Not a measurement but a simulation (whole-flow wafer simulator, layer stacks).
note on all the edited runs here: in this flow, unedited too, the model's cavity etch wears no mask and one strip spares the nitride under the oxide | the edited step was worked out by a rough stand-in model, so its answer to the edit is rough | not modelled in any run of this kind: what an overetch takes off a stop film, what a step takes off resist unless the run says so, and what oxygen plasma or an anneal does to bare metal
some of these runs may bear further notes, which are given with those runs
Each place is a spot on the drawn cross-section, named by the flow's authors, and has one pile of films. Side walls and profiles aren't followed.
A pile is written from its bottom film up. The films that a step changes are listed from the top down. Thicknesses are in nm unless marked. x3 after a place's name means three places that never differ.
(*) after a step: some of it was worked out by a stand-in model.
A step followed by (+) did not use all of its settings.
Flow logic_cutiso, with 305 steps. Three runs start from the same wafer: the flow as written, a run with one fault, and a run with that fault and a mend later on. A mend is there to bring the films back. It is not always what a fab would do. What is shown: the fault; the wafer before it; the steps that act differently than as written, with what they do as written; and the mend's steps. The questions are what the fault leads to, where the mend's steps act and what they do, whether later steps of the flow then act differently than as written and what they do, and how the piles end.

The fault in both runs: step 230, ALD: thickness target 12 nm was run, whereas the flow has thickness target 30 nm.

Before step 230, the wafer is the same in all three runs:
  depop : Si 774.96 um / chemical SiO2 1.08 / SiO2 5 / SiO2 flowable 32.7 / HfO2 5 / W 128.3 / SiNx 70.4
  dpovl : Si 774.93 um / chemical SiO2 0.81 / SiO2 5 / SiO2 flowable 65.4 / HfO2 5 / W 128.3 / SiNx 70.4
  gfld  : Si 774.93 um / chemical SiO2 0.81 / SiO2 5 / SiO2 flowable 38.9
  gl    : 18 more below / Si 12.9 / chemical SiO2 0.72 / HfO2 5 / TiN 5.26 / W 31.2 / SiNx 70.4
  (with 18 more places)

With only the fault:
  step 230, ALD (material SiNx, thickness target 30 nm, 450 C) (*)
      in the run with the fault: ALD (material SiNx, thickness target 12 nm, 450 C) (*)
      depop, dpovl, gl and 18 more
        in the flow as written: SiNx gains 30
        in the run with the fault: SiNx gains 12
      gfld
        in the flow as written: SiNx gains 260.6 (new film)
        in the run with the fault: SiNx gains 12 (new film)
  Steps further on in the flow that do not act as written (11 other steps are not shown; they differ only slightly, by no more than 2% or 0.5 nm, whichever is larger):
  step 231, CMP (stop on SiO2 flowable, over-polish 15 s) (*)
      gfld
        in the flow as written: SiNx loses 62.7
        in the run with the fault: nothing
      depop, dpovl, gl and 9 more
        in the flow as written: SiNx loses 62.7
        in the run with the fault: SiNx loses 44.7
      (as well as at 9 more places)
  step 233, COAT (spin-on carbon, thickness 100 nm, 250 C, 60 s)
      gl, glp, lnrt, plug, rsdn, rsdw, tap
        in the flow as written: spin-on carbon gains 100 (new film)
        in the run with the fault: spin-on carbon gains 94.4 (new film)
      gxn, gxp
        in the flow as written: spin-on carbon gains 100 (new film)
        in the run with the fault: spin-on carbon gains 94.1 (new film)
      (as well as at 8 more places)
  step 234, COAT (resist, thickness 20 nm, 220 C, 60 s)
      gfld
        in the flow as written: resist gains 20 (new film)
        in the run with the fault: resist gains 22 (new film)
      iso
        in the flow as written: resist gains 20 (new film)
        in the run with the fault: resist gains 21.2 (new film)
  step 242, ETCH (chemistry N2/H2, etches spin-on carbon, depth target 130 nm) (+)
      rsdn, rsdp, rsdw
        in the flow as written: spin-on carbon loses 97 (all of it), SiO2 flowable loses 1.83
        in the run with the fault: spin-on carbon loses 91.2 (all of it), SiO2 flowable loses 2.16
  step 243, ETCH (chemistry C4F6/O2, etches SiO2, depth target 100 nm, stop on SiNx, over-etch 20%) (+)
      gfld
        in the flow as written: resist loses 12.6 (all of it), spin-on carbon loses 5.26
        in the run with the fault: resist loses 14.6 (all of it), spin-on carbon loses 4.96
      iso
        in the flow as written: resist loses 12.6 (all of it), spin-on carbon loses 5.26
        in the run with the fault: resist loses 13.8 (all of it), spin-on carbon loses 5.07
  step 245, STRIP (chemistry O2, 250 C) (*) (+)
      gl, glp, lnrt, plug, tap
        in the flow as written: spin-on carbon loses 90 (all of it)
        in the run with the fault: spin-on carbon loses 84.4 (all of it)
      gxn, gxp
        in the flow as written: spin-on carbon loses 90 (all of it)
        in the run with the fault: spin-on carbon loses 84.1 (all of it)
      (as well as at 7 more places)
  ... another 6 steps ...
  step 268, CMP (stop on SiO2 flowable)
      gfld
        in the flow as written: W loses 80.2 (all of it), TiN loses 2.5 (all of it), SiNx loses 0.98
        in the run with the fault: W loses 80 (all of it), TiN loses 2.5 (all of it), Co loses 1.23
  The piles end different from the flow's at gfld by more than 2% or 0.5 nm, whichever is larger.
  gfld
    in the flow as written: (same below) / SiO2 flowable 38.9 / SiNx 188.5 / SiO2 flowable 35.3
    in the run with the fault: (same below) / SiO2 flowable 38.9 / SiNx 10.9 / Ti 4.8 / void 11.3 / Ti 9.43 / Co 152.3 / SiO2 flowable 35

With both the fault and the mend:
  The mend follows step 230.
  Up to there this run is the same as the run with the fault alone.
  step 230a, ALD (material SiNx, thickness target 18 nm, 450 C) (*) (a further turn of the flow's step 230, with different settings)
      depop, dpovl, gl and 18 more
        SiNx gains 18
      gfld
        SiNx gains 248.6
  Every later step of the flow that is run acts as written, at every place that is followed, to within 2% or 0.5 nm, whichever is larger.
  The piles end the same as the flow's at every place that both follow.
